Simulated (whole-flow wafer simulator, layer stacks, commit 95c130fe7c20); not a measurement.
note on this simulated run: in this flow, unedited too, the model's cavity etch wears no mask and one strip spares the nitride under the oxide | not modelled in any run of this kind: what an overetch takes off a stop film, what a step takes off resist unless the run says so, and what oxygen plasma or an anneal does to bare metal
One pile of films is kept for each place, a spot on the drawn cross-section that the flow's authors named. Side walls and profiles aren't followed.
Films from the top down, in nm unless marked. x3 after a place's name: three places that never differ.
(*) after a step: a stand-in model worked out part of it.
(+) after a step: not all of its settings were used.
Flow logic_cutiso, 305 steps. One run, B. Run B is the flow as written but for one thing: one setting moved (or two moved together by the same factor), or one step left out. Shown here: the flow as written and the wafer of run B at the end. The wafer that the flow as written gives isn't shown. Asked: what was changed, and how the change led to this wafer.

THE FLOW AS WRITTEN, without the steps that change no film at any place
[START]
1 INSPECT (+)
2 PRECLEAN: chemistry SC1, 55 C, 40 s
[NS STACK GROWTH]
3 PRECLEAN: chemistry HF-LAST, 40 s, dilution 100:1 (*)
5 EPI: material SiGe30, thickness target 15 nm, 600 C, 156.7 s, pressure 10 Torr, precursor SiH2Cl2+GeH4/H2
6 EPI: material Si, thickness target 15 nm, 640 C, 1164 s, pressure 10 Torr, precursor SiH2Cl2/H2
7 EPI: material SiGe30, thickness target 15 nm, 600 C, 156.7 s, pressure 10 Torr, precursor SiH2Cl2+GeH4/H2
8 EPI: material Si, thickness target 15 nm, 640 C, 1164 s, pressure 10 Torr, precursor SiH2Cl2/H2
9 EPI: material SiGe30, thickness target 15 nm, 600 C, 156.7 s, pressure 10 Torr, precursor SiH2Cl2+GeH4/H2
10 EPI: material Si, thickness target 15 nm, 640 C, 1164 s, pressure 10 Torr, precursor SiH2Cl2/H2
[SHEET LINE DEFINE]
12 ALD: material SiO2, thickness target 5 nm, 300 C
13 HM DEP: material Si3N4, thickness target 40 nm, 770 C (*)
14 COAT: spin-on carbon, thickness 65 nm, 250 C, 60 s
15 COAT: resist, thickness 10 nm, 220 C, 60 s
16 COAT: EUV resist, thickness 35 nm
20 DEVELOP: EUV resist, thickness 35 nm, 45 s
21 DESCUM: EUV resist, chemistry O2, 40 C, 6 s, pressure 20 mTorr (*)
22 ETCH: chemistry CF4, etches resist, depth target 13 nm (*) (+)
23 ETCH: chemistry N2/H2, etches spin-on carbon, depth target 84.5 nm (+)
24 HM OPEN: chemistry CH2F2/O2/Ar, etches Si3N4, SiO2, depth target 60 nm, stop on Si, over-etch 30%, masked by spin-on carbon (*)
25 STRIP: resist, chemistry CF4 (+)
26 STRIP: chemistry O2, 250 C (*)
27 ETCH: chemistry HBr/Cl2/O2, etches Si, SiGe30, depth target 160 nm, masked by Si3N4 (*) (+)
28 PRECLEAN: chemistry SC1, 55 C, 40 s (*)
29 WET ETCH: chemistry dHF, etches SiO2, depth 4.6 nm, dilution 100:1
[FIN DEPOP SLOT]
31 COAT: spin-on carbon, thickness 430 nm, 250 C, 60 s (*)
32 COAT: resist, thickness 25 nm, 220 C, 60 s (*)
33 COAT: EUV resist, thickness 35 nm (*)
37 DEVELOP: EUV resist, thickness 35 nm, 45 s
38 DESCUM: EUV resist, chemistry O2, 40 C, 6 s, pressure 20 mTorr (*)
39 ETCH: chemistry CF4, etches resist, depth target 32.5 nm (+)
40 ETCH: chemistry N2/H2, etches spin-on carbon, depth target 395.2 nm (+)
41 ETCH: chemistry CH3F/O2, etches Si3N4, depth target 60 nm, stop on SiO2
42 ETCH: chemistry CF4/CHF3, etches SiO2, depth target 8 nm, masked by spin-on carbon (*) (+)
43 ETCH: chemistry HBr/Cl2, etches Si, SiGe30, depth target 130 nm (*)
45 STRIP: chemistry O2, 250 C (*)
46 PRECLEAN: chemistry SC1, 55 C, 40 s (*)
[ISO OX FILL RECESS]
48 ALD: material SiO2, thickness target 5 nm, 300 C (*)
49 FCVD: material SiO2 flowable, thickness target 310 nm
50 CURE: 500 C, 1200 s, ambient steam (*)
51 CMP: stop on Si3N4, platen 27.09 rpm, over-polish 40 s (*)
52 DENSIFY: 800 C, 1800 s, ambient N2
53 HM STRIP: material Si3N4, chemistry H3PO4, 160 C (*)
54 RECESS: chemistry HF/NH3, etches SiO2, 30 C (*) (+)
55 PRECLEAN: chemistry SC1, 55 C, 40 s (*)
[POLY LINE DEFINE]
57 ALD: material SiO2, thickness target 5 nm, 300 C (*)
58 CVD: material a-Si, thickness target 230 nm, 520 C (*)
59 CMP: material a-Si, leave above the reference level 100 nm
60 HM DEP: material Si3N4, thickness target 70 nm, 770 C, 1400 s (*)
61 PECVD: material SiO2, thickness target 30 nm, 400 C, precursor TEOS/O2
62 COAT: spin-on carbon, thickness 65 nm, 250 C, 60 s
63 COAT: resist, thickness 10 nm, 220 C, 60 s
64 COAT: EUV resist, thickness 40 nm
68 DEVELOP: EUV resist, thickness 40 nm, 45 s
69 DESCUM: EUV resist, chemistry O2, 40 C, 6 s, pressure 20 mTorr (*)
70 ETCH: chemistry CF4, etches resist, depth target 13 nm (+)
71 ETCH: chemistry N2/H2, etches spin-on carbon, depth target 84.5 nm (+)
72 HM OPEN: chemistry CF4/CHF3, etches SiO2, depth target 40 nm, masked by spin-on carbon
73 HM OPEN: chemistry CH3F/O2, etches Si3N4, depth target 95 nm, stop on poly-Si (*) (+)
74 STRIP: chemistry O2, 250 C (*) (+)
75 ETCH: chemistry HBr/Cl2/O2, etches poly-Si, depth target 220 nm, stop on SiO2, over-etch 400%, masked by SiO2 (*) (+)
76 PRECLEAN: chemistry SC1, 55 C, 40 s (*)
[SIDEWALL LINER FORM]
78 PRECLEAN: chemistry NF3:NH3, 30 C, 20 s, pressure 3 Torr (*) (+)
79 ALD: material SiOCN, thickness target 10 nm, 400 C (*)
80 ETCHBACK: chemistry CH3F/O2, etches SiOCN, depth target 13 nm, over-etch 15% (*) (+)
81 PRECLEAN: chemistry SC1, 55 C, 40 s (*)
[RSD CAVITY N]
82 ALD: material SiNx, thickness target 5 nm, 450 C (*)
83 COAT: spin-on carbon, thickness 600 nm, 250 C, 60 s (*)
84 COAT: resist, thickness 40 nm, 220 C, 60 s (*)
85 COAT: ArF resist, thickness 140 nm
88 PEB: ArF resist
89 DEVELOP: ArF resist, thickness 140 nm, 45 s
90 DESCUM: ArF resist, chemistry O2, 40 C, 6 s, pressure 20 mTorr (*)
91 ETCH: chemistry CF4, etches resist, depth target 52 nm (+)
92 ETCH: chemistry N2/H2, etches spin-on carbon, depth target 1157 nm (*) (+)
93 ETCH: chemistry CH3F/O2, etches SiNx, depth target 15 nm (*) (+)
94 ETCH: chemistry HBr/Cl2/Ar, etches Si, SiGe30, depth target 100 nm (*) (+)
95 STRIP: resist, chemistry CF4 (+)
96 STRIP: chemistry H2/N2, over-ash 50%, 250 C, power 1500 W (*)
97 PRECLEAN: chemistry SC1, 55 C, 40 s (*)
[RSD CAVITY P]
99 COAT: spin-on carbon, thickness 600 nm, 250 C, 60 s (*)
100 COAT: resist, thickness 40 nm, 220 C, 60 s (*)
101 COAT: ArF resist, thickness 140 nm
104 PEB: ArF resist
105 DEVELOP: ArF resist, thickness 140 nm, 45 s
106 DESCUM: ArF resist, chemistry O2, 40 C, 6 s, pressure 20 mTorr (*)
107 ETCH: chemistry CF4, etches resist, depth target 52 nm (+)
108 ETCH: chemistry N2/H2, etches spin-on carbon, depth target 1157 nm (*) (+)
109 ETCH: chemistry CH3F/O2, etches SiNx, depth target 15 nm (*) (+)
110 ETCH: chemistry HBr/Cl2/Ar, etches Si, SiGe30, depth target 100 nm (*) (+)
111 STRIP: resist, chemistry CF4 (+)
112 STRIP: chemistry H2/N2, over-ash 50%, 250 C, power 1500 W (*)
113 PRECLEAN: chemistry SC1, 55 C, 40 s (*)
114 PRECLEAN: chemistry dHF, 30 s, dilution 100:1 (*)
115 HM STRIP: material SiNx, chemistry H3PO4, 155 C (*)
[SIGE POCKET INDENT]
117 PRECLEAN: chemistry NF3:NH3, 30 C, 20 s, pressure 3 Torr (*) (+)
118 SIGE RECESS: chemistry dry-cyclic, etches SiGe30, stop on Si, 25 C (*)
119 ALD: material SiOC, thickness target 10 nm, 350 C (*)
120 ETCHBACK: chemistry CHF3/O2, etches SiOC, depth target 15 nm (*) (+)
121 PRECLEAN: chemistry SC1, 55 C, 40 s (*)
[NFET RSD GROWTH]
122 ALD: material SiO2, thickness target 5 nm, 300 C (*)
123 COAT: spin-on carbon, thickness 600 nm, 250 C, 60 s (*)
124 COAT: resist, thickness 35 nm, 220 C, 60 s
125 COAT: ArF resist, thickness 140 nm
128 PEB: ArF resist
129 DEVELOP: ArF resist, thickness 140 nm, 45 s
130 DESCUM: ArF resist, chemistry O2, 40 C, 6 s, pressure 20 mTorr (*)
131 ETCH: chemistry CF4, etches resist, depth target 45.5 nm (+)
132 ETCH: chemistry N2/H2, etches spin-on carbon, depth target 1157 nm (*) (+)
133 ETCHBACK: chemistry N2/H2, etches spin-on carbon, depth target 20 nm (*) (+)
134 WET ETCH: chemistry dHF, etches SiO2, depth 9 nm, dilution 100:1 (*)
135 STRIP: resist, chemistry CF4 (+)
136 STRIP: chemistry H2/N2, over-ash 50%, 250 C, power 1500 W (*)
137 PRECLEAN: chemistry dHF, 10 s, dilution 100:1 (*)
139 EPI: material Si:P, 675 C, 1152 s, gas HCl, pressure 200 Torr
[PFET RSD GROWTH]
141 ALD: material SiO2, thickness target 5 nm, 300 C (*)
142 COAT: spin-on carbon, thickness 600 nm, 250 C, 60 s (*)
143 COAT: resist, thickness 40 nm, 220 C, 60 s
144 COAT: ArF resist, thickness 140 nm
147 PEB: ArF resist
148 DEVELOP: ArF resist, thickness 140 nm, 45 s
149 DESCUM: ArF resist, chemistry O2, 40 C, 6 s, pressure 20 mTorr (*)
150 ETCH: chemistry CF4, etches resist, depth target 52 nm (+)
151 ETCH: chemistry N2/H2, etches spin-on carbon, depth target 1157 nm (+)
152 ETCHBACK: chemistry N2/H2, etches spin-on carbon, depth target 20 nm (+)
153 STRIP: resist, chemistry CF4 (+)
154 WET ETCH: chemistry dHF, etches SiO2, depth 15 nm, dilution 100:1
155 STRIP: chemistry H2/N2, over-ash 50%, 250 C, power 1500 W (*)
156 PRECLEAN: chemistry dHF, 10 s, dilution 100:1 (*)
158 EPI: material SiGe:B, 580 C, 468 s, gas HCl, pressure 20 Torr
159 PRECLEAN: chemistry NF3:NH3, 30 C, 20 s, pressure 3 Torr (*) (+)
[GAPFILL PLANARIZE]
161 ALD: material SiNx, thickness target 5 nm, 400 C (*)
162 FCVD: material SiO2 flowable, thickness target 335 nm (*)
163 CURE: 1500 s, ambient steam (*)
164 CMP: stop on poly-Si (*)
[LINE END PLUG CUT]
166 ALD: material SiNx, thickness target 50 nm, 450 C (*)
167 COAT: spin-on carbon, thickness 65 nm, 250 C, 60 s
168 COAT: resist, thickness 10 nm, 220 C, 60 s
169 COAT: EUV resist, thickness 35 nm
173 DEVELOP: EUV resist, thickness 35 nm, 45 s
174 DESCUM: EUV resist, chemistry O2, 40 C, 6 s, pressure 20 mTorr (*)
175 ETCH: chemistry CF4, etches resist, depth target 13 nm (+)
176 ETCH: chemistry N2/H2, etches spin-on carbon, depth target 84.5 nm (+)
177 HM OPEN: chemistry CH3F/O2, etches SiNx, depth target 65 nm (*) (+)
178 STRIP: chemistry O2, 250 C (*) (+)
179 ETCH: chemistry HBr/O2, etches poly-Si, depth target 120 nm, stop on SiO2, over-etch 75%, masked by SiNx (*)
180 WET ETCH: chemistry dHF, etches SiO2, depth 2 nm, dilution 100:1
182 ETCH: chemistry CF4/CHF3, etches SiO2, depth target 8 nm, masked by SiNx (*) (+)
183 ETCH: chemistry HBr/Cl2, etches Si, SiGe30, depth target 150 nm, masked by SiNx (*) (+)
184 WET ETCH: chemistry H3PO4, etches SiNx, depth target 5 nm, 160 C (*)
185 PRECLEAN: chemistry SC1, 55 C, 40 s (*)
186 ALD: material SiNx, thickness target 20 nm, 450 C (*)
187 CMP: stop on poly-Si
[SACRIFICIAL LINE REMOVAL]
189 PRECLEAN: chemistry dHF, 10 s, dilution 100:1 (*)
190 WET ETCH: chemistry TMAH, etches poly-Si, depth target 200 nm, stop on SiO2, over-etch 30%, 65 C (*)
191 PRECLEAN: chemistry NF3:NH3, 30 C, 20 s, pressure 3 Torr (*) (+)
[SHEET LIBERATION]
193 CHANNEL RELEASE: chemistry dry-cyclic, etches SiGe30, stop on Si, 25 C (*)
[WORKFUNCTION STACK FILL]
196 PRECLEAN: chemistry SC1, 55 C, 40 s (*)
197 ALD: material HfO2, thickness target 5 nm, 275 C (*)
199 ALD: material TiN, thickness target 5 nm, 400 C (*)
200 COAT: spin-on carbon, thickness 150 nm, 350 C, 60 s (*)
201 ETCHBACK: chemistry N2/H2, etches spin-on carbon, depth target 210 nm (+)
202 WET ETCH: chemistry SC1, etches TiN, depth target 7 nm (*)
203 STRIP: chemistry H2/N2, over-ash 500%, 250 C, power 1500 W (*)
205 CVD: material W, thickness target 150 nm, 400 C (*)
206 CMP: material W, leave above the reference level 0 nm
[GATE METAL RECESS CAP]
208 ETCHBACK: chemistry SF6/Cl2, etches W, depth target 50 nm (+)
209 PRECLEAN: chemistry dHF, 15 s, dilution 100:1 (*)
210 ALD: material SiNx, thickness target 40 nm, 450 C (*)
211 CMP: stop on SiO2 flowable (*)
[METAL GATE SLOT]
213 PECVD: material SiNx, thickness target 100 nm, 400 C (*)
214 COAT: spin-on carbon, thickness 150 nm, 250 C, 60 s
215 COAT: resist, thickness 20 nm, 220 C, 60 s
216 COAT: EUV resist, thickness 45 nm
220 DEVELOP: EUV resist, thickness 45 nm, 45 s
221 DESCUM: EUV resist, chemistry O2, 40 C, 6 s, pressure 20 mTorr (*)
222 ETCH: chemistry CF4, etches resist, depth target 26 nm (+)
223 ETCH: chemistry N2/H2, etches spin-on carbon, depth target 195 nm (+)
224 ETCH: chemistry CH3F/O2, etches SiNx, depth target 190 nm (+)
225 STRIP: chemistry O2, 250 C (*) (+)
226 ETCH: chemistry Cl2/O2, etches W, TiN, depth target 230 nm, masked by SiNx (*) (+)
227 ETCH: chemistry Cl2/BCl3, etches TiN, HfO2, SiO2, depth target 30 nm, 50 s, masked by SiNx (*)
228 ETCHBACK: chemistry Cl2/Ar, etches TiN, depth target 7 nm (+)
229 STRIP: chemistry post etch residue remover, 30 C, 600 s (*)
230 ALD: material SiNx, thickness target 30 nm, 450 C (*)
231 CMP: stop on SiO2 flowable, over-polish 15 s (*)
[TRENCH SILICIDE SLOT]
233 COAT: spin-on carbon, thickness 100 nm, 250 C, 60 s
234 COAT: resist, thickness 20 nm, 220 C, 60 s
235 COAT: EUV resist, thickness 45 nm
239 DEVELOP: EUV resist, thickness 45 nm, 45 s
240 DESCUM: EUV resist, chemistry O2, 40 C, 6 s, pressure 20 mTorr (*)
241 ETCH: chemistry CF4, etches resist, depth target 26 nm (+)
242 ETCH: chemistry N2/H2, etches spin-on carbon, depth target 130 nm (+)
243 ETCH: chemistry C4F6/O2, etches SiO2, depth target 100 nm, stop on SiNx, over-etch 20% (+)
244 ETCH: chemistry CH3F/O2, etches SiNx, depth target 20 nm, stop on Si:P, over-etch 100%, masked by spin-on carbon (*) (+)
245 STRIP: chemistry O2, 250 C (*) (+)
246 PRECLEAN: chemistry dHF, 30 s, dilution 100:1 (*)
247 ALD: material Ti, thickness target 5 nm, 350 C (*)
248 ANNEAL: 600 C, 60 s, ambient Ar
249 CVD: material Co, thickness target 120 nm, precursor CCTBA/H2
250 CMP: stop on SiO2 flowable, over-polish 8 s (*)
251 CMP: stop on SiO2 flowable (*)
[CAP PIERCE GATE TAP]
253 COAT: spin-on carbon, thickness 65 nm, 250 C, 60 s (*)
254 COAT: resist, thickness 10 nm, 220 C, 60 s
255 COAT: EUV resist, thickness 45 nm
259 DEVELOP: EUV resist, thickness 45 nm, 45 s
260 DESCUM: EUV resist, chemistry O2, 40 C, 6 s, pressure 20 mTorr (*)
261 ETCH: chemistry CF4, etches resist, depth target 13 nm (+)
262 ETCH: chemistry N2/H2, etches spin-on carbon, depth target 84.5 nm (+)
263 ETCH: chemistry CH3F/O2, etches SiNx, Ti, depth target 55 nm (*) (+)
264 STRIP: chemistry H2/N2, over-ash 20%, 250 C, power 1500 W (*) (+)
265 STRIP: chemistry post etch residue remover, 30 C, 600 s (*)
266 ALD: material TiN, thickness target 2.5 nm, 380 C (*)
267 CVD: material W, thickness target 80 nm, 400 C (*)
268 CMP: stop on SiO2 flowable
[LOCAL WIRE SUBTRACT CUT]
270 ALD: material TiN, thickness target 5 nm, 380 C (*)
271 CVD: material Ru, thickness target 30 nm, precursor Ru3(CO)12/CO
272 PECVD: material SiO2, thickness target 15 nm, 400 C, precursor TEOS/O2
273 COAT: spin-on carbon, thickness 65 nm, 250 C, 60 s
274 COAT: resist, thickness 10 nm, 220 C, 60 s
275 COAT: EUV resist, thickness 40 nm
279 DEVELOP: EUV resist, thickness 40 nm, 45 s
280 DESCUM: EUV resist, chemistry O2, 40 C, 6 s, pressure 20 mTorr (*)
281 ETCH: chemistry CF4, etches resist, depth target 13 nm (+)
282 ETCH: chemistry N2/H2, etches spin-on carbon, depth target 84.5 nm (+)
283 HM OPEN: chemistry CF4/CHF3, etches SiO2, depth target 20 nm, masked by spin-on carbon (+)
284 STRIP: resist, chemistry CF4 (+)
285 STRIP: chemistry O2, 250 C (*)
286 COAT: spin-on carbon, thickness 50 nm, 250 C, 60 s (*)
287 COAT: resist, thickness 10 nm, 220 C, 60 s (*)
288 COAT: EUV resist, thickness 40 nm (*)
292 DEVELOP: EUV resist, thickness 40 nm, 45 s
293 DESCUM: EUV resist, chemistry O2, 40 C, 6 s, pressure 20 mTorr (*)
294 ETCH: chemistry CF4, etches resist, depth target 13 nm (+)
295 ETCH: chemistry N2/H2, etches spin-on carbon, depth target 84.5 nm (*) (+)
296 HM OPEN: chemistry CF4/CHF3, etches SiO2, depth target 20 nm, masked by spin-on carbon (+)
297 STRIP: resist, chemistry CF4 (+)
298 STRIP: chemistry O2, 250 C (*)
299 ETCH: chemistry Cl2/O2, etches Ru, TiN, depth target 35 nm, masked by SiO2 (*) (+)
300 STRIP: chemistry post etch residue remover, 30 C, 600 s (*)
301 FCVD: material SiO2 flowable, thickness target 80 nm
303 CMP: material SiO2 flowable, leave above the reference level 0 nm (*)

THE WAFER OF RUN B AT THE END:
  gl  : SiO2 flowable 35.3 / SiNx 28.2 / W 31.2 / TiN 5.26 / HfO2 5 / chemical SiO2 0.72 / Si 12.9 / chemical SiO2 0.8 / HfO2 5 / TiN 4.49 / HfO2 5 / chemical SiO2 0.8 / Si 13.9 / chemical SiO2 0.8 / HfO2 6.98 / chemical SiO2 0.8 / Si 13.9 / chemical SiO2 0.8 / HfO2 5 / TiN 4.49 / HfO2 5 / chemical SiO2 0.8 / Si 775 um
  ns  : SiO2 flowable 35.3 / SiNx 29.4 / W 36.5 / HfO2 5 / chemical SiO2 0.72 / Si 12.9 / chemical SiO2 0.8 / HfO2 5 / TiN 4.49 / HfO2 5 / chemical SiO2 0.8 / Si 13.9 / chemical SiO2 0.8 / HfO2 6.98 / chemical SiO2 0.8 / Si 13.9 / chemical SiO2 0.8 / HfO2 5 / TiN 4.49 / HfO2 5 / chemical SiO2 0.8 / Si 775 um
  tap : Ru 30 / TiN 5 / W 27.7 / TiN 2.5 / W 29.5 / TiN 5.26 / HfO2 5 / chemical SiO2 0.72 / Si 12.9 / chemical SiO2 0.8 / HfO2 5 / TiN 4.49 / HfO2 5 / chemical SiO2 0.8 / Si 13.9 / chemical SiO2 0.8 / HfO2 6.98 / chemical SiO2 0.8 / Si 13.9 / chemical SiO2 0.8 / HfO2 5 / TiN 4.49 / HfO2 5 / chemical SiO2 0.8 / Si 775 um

The cause: step 7, EPI: 78.3 s was run, where the flow has 156.7 s.

How the change led to this, step by step:
  7 EPI: material SiGe30, thickness target 15 nm, 600 C, 156.7 s, pressure 10 Torr, precursor SiH2Cl2+GeH4/H2
      depop, dpovl, gfld and 19 more: SiGe30 +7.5 (new film) (as written it would be: SiGe30 +15 (new film))
  27 ETCH: chemistry HBr/Cl2/O2, etches Si, SiGe30, depth target 160 nm, masked by Si3N4 (*) (+)
      gfld, gxf, iso, lnri: chemical SiO2 -0.79 (all of it), Si -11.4 (all of it), SiGe30 -15 (all of it), Si -15 (all of it), SiGe30 -7.5 (all of it), Si -15 (all of it), SiGe30 -15 (all of it), Si -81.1 (as written it would be: chemical SiO2 -0.79 (all of it), Si -11.4 (all of it), SiGe30 -15 (all of it), Si -15 (all of it), SiGe30 -15 (all of it), Si -15 (all of it), SiGe30 -15 (all of it), Si -73.6)
      dpovl, nsgap: chemical SiO2 -0.79 (all of it), Si -11.8 (all of it), SiGe30 -15 (all of it), Si -15 (all of it), SiGe30 -7.5 (all of it), Si -15 (all of it), SiGe30 -15 (all of it), Si -80.7 (as written it would be: chemical SiO2 -0.79 (all of it), Si -11.8 (all of it), SiGe30 -15 (all of it), Si -15 (all of it), SiGe30 -15 (all of it), Si -15 (all of it), SiGe30 -15 (all of it), Si -73.2)
      (and at 1 more place)
  43 ETCH: chemistry HBr/Cl2, etches Si, SiGe30, depth target 130 nm (*)
      depop: Si -14 (all of it), SiGe30 -15 (all of it), Si -15 (all of it), SiGe30 -7.5 (all of it), Si -15 (all of it), SiGe30 -15 (all of it), Si -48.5 (as written it would be: Si -14 (all of it), SiGe30 -15 (all of it), Si -15 (all of it), SiGe30 -15 (all of it), Si -15 (all of it), SiGe30 -15 (all of it), Si -41)
  94 ETCH: chemistry HBr/Cl2/Ar, etches Si, SiGe30, depth target 100 nm (*) (+)
      rsdn, rsdx: chemical SiO2 -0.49 (all of it), Si -12.8 (all of it), SiGe30 -15 (all of it), Si -15 (all of it), SiGe30 -7.5 (all of it), Si -15 (all of it), SiGe30 -15 (all of it), Si -19.7 (as written it would be: chemical SiO2 -0.49 (all of it), Si -12.8 (all of it), SiGe30 -15 (all of it), Si -15 (all of it), SiGe30 -15 (all of it), Si -15 (all of it), SiGe30 -15 (all of it), Si -12.2)
  110 ETCH: chemistry HBr/Cl2/Ar, etches Si, SiGe30, depth target 100 nm (*) (+)
      rsdp, rsdw: chemical SiO2 -0.49 (all of it), Si -12.8 (all of it), SiGe30 -15 (all of it), Si -15 (all of it), SiGe30 -7.5 (all of it), Si -15 (all of it), SiGe30 -15 (all of it), Si -19.7 (as written it would be: chemical SiO2 -0.49 (all of it), Si -12.8 (all of it), SiGe30 -15 (all of it), Si -15 (all of it), SiGe30 -15 (all of it), Si -15 (all of it), SiGe30 -15 (all of it), Si -12.2)
  118 SIGE RECESS: chemistry dry-cyclic, etches SiGe30, stop on Si, 25 C (*)
      lnr, lnrp, lnrt: SiOCN -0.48, Si -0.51, cavity +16 (new film), SiGe30 -15 (all of it), Si -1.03, cavity +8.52 (new film), SiGe30 -7.5 (all of it), Si -1.03, cavity +16 (new film), SiGe30 -15 (all of it), Si -0.51 (as written it would be: SiOCN -0.48, Si -0.51, cavity +16 (new film), SiGe30 -15 (all of it), Si -1.03, cavity +16 (new film), SiGe30 -15 (all of it), Si -1.03, cavity +16 (new film), SiGe30 -15 (all of it), Si -0.51)
  119 ALD: material SiOC, thickness target 10 nm, 350 C (*)
      lnr, lnrp, lnrt: SiOC +10 (new film), SiOC +16 (new film), cavity -16 (all of it), SiOC +8.52 (new film), cavity -8.52 (all of it), SiOC +16 (new film), cavity -16 (all of it) (as written it would be: SiOC +10 (new film), SiOC +16 (new film), cavity -16 (all of it), SiOC +16 (new film), cavity -16 (all of it), SiOC +16 (new film), cavity -16 (all of it))
  183 ETCH: chemistry HBr/Cl2, etches Si, SiGe30, depth target 150 nm, masked by SiNx (*) (+)
      plug: Si -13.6 (all of it), SiGe30 -15 (all of it), Si -15 (all of it), SiGe30 -7.5 (all of it), Si -15 (all of it), SiGe30 -15 (all of it), Si -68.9 (as written it would be: Si -13.6 (all of it), SiGe30 -15 (all of it), Si -15 (all of it), SiGe30 -15 (all of it), Si -15 (all of it), SiGe30 -15 (all of it), Si -61.4)
  193 CHANNEL RELEASE: chemistry dry-cyclic, etches SiGe30, stop on Si, 25 C (*)
      gl, glp, gxn, gxp, ns, tap: chemical SiO2 +0.8 (new film), Si -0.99, chemical SiO2 +0.8 (new film), cavity +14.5 (new film), chemical SiO2 +0.8 (new film), SiGe30 -15 (all of it), Si -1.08, chemical SiO2 +0.8 (new film), cavity +6.98 (new film), chemical SiO2 +0.8 (new film), SiGe30 -7.5 (all of it), Si -1.08, chemical SiO2 +0.8 (new film), cavity +14.5 (new film), chemical SiO2 +0.8 (new film), SiGe30 -15 (all of it), Si -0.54 (as written it would be: chemical SiO2 +0.8 (new film), Si -0.99, chemical SiO2 +0.8 (new film), cavity +14.5 (new film), chemical SiO2 +0.8 (new film), SiGe30 -15 (all of it), Si -1.08, chemical SiO2 +0.8 (new film), cavity +14.5 (new film), chemical SiO2 +0.8 (new film), SiGe30 -15 (all of it), Si -1.08, chemical SiO2 +0.8 (new film), cavity +14.5 (new film), chemical SiO2 +0.8 (new film), SiGe30 -15 (all of it), Si -0.54)
  197 ALD: material HfO2, thickness target 5 nm, 275 C (*)
      gl, glp, gxn, gxp, ns, tap: HfO2 +5 (new film), HfO2 +5 (new film), cavity -10, HfO2 +5 (new film), HfO2 +6.98 (new film), cavity -6.98 (all of it), HfO2 +5 (new film), cavity -10, HfO2 +5 (new film) (as written it would be: HfO2 +5 (new film), HfO2 +5 (new film), cavity -10, HfO2 +5 (new film), HfO2 +5 (new film), cavity -10, HfO2 +5 (new film), HfO2 +5 (new film), cavity -10, HfO2 +5 (new film))
  199 ALD: material TiN, thickness target 5 nm, 400 C (*)
      gl, glp, tap: TiN +5.26 (new film), TiN +4.49 (new film), cavity -4.49 (all of it), TiN +4.49 (new film), cavity -4.49 (all of it) (as written it would be: TiN +5.26 (new film), TiN +4.49 (new film), cavity -4.49 (all of it), TiN +4.49 (new film), cavity -4.49 (all of it), TiN +4.49 (new film), cavity -4.49 (all of it))
      gxn, gxp, ns: TiN +5 (new film), TiN +4.49 (new film), cavity -4.49 (all of it), TiN +4.49 (new film), cavity -4.49 (all of it) (as written it would be: TiN +5 (new film), TiN +4.49 (new film), cavity -4.49 (all of it), TiN +4.49 (new film), cavity -4.49 (all of it), TiN +4.49 (new film), cavity -4.49 (all of it))
Counting metal films that touch as one body, gl has 3 bodies (between them, from the top down: HfO2 5 / chemical SiO2 0.72 / Si 12.9 / chemical SiO2 0.8 / HfO2 5; HfO2 5 / chemical SiO2 0.8 / Si 13.9 / chemical SiO2 0.8 / HfO2 6.98 / chemical SiO2 0.8 / Si 13.9 / chemical SiO2 0.8 / HfO2 5); the flow as written gives 4 bodies (between them, from the top down: HfO2 5 / chemical SiO2 0.72 / Si 12.9 / chemical SiO2 0.8 / HfO2 5; HfO2 5 / chemical SiO2 0.8 / Si 13.9 / chemical SiO2 0.8 / HfO2 5; HfO2 5 / chemical SiO2 0.8 / Si 13.9 / chemical SiO2 0.8 / HfO2 5).
Counting metal films that touch as one body, ns has 3 bodies (between them, from the top down: HfO2 5 / chemical SiO2 0.72 / Si 12.9 / chemical SiO2 0.8 / HfO2 5; HfO2 5 / chemical SiO2 0.8 / Si 13.9 / chemical SiO2 0.8 / HfO2 6.98 / chemical SiO2 0.8 / Si 13.9 / chemical SiO2 0.8 / HfO2 5); the flow as written gives 4 bodies (between them, from the top down: HfO2 5 / chemical SiO2 0.72 / Si 12.9 / chemical SiO2 0.8 / HfO2 5; HfO2 5 / chemical SiO2 0.8 / Si 13.9 / chemical SiO2 0.8 / HfO2 5; HfO2 5 / chemical SiO2 0.8 / Si 13.9 / chemical SiO2 0.8 / HfO2 5).
Counting metal films that touch as one body, tap has 3 bodies (between them, from the top down: HfO2 5 / chemical SiO2 0.72 / Si 12.9 / chemical SiO2 0.8 / HfO2 5; HfO2 5 / chemical SiO2 0.8 / Si 13.9 / chemical SiO2 0.8 / HfO2 6.98 / chemical SiO2 0.8 / Si 13.9 / chemical SiO2 0.8 / HfO2 5); the flow as written gives 4 bodies (between them, from the top down: HfO2 5 / chemical SiO2 0.72 / Si 12.9 / chemical SiO2 0.8 / HfO2 5; HfO2 5 / chemical SiO2 0.8 / Si 13.9 / chemical SiO2 0.8 / HfO2 5; HfO2 5 / chemical SiO2 0.8 / Si 13.9 / chemical SiO2 0.8 / HfO2 5).
